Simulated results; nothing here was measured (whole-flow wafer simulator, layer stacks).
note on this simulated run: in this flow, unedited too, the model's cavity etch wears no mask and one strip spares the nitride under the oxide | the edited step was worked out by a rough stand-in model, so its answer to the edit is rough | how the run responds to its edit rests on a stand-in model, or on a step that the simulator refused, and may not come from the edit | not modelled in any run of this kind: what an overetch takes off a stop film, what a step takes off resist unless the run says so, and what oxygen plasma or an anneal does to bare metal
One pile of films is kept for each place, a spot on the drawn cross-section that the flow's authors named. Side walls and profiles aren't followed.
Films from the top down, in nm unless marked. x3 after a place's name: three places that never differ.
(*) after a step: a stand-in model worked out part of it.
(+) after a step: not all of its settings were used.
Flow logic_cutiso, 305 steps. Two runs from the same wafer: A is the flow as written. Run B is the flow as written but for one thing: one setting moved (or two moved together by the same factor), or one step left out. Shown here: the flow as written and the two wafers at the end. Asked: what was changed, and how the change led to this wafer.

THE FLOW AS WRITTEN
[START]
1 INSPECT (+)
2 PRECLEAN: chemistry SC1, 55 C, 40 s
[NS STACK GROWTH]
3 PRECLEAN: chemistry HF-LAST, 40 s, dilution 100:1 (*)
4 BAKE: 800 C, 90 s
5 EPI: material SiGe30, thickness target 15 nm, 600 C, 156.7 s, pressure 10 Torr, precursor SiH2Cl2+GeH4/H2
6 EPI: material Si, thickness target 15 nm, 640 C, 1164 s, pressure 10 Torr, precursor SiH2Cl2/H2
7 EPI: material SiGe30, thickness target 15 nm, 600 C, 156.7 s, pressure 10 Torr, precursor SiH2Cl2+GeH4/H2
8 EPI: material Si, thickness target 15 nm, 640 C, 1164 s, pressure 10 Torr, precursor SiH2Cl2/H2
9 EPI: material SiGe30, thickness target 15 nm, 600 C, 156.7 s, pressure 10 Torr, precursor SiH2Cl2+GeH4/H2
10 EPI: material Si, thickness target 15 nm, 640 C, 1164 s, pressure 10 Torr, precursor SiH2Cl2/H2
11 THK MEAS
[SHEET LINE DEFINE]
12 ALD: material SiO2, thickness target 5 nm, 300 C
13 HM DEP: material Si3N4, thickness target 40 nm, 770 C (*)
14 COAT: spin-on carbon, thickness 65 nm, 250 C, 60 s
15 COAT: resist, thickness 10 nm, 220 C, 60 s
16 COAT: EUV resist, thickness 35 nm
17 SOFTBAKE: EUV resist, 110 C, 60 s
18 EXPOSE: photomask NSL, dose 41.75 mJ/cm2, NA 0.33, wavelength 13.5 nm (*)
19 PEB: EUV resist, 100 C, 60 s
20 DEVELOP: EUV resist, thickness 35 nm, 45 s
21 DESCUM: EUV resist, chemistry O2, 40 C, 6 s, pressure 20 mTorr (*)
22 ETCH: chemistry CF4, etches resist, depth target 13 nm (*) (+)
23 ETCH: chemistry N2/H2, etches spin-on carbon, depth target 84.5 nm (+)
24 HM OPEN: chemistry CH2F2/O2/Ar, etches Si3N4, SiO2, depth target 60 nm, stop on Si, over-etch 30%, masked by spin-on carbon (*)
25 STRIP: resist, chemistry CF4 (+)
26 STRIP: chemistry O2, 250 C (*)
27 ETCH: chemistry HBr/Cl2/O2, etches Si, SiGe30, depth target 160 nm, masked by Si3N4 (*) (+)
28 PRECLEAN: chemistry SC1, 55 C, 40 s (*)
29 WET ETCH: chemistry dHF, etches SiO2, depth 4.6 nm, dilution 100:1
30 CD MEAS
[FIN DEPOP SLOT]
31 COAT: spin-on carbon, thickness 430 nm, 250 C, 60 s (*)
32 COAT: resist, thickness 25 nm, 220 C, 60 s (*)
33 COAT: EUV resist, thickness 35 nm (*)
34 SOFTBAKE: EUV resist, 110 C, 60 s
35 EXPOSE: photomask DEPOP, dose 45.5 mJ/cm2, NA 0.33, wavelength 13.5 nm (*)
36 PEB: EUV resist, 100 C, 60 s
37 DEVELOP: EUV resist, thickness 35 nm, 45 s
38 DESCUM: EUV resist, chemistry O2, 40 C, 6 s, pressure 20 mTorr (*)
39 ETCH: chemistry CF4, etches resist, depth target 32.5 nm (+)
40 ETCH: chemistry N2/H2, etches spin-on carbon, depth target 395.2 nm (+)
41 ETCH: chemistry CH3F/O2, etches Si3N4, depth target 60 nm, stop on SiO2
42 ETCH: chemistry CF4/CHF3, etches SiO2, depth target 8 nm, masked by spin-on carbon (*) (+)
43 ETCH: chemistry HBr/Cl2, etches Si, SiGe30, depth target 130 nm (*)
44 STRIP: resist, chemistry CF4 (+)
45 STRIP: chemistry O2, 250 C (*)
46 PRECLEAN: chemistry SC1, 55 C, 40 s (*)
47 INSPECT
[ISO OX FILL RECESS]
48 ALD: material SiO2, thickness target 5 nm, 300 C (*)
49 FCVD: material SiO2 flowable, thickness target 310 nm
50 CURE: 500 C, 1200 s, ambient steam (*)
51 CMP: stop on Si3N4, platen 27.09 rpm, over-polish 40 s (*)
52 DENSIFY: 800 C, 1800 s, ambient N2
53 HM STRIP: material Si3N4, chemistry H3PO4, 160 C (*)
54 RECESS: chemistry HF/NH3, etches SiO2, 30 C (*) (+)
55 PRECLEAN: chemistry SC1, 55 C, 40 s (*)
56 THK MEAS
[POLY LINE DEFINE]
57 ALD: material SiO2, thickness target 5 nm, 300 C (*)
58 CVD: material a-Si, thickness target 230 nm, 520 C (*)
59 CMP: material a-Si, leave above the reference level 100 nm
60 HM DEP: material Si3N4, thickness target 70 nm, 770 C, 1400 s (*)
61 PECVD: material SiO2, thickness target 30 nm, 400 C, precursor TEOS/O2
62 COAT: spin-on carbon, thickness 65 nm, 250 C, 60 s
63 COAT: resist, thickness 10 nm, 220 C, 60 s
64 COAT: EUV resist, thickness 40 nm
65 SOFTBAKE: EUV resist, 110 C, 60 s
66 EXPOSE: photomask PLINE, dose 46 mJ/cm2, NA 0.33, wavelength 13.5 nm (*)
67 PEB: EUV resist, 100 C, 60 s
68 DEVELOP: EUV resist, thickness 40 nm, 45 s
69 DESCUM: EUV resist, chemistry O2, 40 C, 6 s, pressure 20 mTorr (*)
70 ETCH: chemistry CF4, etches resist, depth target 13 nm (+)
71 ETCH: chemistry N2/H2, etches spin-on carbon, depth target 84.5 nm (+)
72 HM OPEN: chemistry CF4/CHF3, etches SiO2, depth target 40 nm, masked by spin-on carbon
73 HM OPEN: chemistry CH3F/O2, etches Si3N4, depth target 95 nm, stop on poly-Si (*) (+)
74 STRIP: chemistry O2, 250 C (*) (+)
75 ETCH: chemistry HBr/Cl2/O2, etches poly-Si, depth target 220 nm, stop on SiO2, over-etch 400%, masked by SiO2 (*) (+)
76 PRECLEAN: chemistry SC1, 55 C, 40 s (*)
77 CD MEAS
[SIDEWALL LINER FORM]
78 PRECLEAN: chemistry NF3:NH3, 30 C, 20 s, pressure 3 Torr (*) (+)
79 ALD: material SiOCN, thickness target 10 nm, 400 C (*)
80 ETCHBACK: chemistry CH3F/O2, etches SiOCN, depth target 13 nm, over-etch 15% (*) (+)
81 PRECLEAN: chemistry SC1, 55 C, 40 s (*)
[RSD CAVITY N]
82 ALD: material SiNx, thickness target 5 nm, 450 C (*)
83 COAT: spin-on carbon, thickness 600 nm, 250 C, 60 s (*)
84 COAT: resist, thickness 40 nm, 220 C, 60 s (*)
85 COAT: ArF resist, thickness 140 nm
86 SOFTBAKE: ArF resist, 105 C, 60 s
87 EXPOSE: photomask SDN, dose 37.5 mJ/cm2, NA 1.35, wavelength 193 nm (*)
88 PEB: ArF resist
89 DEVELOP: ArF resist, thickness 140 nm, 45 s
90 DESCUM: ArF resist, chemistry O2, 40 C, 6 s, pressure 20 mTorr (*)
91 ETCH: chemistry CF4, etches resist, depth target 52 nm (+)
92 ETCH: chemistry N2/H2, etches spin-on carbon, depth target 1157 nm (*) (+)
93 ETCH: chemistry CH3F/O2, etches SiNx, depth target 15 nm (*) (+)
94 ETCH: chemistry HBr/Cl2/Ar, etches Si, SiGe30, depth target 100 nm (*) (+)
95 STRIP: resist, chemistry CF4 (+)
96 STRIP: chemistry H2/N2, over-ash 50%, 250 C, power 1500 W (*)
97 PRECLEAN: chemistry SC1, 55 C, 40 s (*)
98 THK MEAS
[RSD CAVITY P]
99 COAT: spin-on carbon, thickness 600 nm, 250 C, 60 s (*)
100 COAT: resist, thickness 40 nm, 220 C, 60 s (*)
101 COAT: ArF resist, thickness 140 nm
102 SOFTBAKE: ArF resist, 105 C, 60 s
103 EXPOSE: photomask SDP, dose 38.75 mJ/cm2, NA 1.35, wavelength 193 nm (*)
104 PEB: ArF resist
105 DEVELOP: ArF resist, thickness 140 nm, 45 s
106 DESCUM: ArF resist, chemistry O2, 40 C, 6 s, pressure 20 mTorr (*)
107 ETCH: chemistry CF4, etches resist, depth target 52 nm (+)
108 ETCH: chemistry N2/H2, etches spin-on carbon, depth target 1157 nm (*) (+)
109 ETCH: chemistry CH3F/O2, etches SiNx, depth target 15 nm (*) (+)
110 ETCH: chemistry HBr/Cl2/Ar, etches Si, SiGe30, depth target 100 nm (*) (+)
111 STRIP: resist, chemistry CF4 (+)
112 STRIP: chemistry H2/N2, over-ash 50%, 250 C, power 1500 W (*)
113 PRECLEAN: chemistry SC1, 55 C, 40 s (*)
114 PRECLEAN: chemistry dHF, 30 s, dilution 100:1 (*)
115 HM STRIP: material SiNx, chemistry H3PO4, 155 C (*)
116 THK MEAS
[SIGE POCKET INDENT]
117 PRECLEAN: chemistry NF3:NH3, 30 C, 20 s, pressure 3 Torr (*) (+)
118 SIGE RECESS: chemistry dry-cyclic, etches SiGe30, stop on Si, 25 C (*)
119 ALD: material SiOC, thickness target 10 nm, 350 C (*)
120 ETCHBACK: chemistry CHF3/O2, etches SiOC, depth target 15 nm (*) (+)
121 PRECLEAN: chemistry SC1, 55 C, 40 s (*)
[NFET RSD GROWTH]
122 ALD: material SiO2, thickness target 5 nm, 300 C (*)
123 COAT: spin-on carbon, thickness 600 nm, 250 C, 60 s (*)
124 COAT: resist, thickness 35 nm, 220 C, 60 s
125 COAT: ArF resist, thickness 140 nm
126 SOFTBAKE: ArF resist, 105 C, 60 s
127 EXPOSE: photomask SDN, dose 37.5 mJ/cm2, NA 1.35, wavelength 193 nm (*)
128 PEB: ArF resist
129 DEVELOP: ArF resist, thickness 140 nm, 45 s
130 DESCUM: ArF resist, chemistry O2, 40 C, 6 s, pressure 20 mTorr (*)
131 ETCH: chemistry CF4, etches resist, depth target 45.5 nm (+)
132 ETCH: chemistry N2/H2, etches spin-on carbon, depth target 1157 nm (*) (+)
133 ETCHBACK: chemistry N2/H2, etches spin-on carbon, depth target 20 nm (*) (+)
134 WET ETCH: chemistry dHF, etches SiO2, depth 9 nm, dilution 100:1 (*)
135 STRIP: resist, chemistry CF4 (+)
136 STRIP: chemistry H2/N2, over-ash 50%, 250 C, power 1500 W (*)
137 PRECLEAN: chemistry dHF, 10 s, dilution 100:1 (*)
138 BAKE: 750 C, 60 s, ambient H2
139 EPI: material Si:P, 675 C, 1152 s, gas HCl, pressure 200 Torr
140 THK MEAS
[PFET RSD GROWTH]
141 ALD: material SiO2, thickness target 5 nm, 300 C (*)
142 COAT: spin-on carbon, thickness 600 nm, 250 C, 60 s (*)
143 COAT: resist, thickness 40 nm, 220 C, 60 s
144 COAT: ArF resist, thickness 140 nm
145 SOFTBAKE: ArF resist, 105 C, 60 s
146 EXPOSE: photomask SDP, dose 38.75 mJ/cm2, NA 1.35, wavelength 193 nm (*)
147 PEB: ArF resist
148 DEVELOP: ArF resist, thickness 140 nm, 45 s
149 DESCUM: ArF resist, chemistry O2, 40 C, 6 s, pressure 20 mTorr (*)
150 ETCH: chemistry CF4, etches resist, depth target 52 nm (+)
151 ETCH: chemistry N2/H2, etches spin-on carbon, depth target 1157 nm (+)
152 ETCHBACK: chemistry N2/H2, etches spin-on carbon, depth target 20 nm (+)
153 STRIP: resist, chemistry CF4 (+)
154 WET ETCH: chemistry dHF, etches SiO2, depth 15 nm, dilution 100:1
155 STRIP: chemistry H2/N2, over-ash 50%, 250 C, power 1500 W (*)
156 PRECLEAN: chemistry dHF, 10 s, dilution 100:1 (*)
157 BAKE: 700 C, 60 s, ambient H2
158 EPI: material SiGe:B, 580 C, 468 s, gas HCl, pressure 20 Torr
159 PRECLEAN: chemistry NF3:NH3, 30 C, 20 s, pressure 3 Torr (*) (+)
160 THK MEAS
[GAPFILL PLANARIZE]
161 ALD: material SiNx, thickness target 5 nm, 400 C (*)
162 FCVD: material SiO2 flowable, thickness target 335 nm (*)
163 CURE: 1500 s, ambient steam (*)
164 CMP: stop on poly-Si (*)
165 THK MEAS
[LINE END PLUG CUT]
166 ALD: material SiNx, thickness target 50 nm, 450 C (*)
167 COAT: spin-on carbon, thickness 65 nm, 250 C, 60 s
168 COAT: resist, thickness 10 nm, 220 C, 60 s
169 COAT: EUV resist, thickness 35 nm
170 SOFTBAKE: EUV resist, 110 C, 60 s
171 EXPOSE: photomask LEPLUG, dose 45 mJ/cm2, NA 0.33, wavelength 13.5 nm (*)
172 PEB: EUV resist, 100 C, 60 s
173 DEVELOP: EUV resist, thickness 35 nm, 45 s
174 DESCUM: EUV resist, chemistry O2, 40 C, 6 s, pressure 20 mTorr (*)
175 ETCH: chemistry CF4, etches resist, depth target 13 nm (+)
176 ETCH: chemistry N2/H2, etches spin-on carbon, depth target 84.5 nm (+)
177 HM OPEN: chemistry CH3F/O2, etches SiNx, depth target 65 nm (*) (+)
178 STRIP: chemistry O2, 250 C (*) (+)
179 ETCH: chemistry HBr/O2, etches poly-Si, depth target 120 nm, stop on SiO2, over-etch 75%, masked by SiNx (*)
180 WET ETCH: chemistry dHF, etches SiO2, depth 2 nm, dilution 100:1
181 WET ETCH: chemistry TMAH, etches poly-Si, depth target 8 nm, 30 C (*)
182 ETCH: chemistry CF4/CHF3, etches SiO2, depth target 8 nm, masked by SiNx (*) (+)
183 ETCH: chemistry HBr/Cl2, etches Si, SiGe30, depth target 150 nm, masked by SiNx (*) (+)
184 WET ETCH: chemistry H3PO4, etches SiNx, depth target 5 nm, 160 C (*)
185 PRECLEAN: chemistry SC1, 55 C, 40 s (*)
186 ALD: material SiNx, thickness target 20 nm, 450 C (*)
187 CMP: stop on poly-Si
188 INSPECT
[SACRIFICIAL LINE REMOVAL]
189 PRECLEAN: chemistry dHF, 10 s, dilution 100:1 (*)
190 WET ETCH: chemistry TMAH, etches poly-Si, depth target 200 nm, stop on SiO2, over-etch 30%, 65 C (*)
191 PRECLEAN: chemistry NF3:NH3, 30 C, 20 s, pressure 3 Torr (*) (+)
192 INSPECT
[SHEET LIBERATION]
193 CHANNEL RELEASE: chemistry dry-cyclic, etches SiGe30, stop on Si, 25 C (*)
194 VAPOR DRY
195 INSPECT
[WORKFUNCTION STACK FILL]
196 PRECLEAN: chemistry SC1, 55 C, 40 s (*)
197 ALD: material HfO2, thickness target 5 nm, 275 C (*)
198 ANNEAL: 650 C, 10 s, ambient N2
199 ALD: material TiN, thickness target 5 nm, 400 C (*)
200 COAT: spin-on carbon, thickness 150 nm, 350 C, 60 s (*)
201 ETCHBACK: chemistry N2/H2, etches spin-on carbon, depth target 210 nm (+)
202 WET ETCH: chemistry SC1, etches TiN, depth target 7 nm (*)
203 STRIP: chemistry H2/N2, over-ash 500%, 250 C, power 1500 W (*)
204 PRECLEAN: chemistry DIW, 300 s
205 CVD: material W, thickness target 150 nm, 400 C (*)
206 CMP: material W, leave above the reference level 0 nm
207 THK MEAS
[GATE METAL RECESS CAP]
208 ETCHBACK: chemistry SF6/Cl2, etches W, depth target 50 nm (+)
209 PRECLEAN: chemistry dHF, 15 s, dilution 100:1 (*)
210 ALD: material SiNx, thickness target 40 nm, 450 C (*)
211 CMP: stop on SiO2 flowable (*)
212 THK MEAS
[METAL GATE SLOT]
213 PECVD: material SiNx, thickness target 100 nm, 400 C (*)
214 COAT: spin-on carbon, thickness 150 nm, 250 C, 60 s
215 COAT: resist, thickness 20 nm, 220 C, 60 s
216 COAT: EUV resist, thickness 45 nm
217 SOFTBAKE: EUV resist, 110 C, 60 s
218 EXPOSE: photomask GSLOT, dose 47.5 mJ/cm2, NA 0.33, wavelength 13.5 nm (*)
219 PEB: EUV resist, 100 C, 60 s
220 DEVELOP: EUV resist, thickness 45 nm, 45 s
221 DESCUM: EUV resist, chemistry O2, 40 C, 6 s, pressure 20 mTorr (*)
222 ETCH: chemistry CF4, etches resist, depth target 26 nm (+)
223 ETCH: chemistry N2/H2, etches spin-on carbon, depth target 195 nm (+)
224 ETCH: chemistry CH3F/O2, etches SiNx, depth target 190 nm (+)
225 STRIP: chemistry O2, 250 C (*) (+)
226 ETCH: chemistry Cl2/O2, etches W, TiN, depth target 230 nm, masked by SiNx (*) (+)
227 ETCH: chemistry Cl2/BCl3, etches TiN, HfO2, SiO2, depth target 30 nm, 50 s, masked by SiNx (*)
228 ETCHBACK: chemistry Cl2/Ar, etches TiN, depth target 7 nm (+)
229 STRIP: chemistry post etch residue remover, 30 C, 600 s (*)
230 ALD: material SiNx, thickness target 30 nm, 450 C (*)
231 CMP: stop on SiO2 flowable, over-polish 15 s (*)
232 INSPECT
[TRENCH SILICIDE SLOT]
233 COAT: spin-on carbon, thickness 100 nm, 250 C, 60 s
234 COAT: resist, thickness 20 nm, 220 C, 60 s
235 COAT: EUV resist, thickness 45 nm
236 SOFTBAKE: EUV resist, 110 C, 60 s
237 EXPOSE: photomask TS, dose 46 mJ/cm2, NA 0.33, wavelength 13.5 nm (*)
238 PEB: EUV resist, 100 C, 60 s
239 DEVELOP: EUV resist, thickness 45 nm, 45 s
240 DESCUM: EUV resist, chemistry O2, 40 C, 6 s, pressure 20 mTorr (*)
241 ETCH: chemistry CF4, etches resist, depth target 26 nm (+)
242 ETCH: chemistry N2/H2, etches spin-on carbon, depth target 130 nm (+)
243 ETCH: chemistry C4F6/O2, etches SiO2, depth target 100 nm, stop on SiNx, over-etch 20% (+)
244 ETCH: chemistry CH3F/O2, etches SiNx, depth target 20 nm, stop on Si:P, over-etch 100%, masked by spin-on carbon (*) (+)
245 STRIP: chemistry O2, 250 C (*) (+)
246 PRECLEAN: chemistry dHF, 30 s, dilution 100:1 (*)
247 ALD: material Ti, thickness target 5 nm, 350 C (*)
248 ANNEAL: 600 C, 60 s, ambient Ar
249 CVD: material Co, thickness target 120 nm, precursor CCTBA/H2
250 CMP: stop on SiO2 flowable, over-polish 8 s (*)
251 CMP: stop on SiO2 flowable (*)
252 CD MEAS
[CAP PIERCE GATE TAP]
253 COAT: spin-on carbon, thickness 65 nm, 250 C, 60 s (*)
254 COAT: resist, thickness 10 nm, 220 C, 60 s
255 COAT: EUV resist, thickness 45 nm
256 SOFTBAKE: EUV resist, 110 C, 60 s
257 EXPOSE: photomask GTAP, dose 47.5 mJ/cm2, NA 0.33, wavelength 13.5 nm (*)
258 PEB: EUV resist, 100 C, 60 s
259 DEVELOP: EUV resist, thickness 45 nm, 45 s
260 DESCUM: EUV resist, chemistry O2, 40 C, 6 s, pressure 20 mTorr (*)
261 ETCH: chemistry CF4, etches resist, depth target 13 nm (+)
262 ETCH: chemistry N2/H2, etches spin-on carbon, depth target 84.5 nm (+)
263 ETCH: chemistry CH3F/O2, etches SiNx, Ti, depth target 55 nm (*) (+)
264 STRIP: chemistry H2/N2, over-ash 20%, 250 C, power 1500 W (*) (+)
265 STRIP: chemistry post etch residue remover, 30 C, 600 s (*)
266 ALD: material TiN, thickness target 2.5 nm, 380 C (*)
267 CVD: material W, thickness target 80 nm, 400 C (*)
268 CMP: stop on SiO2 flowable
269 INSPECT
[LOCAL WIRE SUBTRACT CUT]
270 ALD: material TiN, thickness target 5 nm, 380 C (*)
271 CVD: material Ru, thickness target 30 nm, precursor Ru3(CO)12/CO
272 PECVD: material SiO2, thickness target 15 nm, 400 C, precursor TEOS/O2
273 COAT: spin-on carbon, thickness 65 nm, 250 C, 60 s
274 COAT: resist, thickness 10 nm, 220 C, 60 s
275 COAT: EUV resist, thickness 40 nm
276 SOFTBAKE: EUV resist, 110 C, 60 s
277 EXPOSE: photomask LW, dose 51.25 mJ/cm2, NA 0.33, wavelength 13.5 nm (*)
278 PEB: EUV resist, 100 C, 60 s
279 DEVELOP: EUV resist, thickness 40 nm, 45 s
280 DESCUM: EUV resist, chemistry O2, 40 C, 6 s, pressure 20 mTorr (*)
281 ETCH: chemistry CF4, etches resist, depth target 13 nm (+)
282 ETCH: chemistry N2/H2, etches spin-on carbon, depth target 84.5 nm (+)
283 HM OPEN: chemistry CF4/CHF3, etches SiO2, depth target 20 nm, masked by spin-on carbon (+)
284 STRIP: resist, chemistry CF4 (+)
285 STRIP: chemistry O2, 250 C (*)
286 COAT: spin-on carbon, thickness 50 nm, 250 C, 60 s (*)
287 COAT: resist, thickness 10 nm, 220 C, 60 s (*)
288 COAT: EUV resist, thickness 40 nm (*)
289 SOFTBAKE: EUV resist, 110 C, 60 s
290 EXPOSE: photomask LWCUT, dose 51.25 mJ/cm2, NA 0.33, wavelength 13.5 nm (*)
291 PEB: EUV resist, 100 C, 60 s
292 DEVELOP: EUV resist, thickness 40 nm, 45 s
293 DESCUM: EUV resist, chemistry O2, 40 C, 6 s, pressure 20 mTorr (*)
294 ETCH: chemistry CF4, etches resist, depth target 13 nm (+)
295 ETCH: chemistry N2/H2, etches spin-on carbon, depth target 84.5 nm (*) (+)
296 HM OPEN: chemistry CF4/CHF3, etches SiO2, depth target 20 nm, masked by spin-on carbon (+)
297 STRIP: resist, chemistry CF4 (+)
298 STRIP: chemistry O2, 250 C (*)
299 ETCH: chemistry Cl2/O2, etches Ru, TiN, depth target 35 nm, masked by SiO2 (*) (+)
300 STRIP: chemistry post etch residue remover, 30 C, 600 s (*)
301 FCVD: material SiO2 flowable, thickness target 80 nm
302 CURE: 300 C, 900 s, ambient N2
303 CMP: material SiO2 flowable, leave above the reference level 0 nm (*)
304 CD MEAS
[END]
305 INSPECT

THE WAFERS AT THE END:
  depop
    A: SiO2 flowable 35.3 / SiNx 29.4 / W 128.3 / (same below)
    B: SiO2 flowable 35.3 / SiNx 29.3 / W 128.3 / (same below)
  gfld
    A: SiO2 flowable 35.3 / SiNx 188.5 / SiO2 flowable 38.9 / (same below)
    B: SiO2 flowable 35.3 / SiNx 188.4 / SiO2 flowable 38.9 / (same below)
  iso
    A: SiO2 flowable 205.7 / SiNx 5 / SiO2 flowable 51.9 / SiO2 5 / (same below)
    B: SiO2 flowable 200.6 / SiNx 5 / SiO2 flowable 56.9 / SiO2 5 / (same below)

The cause: step 120, ETCHBACK: depth target 9.8 nm was run, where the flow has depth target 15 nm.

How the change led to this, step by step:
  120 ETCHBACK: chemistry CHF3/O2, etches SiOC, depth target 15 nm (*) (+)
      depop, dpovl, gfld, gxf, isow, ns, nsgap, plug: A SiOC -10 (all of it), SiO2 -5 | B SiOC -10 (all of it)
      lnr, lnri, lnrp, lnrt: A SiOC -10 (all of it), SiOCN -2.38 | B SiOC -10 (all of it)
      (and at 6 more places)
  122 ALD: material SiO2, thickness target 5 nm, 300 C (*)
      gl, glp, tap: A SiO2 +5 (new film) | B SiO2 +5
      gxn: A SiO2 +6.76 (new film) | B SiO2 +5 (new film)
      (and at 1 more place)
  132 ETCH: chemistry N2/H2, etches spin-on carbon, depth target 1157 nm (*) (+)
      gl, tap: A spin-on carbon -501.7 (all of it), SiO2 -5 (all of it), Si3N4 -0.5 | B spin-on carbon -501 (all of it), SiO2 -6.11
      gxn: A spin-on carbon -499.4 (all of it), SiO2 -6.06 | B spin-on carbon -499.8 (all of it), SiO2 -5 (all of it), SiOC -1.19 (all of it), SiO2 -0.01
  133 ETCHBACK: chemistry N2/H2, etches spin-on carbon, depth target 20 nm (*) (+)
      gl, tap: A Si3N4 -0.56 | B SiO2 -1.11
      gxn: A SiO2 -0.7 (all of it), Si3N4 -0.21 | B SiO2 -1.11
  134 WET ETCH: chemistry dHF, etches SiO2, depth 9 nm, dilution 100:1 (*)
      gl, tap: A Si3N4 -0.34 | B SiO2 -1.95 (all of it), Si3N4 -0.21
      gxn: A Si3N4 -0.34 | B SiO2 -3.09 (all of it), Si3N4 -0.18
  141 ALD: material SiO2, thickness target 5 nm, 300 C (*)
      gxn: A SiO2 +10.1 (new film) | B SiO2 +12 (new film)
  153 STRIP: resist, chemistry CF4 (+)
      glp: A SiO2 -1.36 (all of it) | B SiO2 -5.47 (all of it)
      gxp: A SiO2 -3.06 (all of it) | B SiO2 -1.23 (all of it)
  159 PRECLEAN: chemistry NF3:NH3, 30 C, 20 s, pressure 3 Torr (*) (+)
      gxp: A Si3N4 -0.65 | B SiOC -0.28
  164 CMP: stop on poly-Si (*)
      gxp: A SiO2 flowable -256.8 (all of it), SiNx -5 (all of it), Si3N4 -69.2 (all of it) | B SiO2 flowable -255.2 (all of it), SiNx -5 (all of it), SiOC -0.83 (all of it), SiO2 -4.25 (all of it), Si3N4 -70 (all of it)
      depop, dpovl, isow, ns, nsgap: A SiO2 flowable -326.8 (all of it), SiNx -5 (all of it), SiO2 -4.13 (all of it), Si3N4 -70 (all of it) | B SiO2 flowable -326.8 (all of it), SiNx -5 (all of it), SiO2 -9.13 (all of it), Si3N4 -70 (all of it)
      (and at 10 more places)
